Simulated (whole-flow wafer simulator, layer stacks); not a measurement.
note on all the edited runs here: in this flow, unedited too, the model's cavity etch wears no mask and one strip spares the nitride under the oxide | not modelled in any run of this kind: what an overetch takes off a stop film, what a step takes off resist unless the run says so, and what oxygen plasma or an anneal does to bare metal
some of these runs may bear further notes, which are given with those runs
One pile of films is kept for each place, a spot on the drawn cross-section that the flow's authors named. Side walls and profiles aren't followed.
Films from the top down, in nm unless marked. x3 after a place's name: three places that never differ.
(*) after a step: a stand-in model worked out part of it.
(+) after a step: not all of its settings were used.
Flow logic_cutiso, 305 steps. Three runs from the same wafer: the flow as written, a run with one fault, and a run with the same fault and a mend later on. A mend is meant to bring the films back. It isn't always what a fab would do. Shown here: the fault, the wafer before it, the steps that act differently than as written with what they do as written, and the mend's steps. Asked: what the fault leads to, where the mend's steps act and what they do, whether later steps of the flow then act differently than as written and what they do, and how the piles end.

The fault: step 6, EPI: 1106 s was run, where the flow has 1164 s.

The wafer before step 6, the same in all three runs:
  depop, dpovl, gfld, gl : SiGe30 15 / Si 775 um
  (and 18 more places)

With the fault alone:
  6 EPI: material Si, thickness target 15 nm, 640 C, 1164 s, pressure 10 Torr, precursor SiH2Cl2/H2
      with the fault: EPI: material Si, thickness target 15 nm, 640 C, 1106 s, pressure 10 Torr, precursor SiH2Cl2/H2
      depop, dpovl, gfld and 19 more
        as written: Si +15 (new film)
        with the fault: Si +14.3 (new film)
  Later steps of the flow that act differently than as written (1 more step differs only slightly, by at most 2% or 0.5 nm, whichever is larger, and isn't shown):
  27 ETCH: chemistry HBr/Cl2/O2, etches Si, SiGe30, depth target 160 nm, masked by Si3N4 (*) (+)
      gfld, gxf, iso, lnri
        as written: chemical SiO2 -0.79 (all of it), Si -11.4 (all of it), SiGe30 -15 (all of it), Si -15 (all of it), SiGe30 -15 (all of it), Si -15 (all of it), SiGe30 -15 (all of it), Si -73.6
        with the fault: chemical SiO2 -0.79 (all of it), Si -11.4 (all of it), SiGe30 -15 (all of it), Si -15 (all of it), SiGe30 -15 (all of it), Si -14.3 (all of it), SiGe30 -15 (all of it), Si -74.4
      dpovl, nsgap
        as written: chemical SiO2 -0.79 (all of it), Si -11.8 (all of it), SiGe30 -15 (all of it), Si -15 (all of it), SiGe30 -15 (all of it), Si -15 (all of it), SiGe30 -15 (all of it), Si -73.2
        with the fault: chemical SiO2 -0.79 (all of it), Si -11.8 (all of it), SiGe30 -15 (all of it), Si -15 (all of it), SiGe30 -15 (all of it), Si -14.3 (all of it), SiGe30 -15 (all of it), Si -74
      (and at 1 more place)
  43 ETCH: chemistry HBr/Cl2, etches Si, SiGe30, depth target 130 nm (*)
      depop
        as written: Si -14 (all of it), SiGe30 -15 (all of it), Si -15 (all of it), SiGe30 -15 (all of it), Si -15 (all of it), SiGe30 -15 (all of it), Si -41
        with the fault: Si -14 (all of it), SiGe30 -15 (all of it), Si -15 (all of it), SiGe30 -15 (all of it), Si -14.3 (all of it), SiGe30 -15 (all of it), Si -41.7
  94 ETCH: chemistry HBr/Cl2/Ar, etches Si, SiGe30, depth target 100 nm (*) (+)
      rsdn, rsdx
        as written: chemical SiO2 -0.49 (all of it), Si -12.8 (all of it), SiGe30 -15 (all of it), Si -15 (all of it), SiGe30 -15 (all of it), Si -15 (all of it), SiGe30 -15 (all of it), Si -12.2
        with the fault: chemical SiO2 -0.49 (all of it), Si -12.8 (all of it), SiGe30 -15 (all of it), Si -15 (all of it), SiGe30 -15 (all of it), Si -14.3 (all of it), SiGe30 -15 (all of it), Si -12.9
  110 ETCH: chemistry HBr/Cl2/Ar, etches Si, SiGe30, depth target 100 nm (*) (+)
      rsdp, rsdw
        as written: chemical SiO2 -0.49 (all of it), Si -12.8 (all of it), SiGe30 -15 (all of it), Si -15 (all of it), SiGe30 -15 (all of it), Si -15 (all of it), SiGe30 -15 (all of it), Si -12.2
        with the fault: chemical SiO2 -0.49 (all of it), Si -12.8 (all of it), SiGe30 -15 (all of it), Si -15 (all of it), SiGe30 -15 (all of it), Si -14.3 (all of it), SiGe30 -15 (all of it), Si -12.9
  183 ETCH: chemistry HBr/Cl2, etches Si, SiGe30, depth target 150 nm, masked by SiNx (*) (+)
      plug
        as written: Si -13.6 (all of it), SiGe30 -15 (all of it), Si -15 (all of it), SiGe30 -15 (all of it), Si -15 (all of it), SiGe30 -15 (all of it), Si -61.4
        with the fault: Si -13.6 (all of it), SiGe30 -15 (all of it), Si -15 (all of it), SiGe30 -15 (all of it), Si -14.3 (all of it), SiGe30 -15 (all of it), Si -62.2
  At the end the piles differ from the flow's by more than 2% or 0.5 nm, whichever is larger, at gl, glp, gxn and 6 more.
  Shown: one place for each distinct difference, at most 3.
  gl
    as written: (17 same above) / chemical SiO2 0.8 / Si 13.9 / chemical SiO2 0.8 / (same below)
    with the fault: (17 same above) / chemical SiO2 0.8 / Si 13.2 / chemical SiO2 0.8 / (same below)
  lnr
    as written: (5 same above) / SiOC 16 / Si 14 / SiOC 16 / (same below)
    with the fault: (5 same above) / SiOC 16 / Si 13.2 / SiOC 16 / (same below)
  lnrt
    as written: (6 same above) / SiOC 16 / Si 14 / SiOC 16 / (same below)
    with the fault: (6 same above) / SiOC 16 / Si 13.2 / SiOC 16 / (same below)

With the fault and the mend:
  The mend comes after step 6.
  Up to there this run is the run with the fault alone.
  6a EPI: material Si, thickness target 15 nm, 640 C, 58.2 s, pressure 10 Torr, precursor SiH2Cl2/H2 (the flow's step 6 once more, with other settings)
      depop, dpovl, gfld and 19 more
        Si +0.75
  Later steps of the flow that act differently than as written (27 more steps differ only slightly, by at most 2% or 0.5 nm, whichever is larger, and aren't shown):
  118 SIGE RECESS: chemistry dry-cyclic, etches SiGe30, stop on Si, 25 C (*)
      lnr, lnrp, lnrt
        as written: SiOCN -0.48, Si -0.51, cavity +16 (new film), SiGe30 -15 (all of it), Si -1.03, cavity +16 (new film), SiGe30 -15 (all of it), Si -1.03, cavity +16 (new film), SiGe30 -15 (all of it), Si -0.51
        with the mend: under 1 film: Si -0.51, cavity +16 (new film), SiGe30 -15 (all of it), Si -1.03, cavity +16 (new film), SiGe30 -15 (all of it), Si -1.26, cavity +16 (new film), SiGe30 -15 (all of it), Si -0.51
  At the end the piles differ from the flow's only slightly at the places that both follow, by at most 2% or 0.5 nm, whichever is larger.
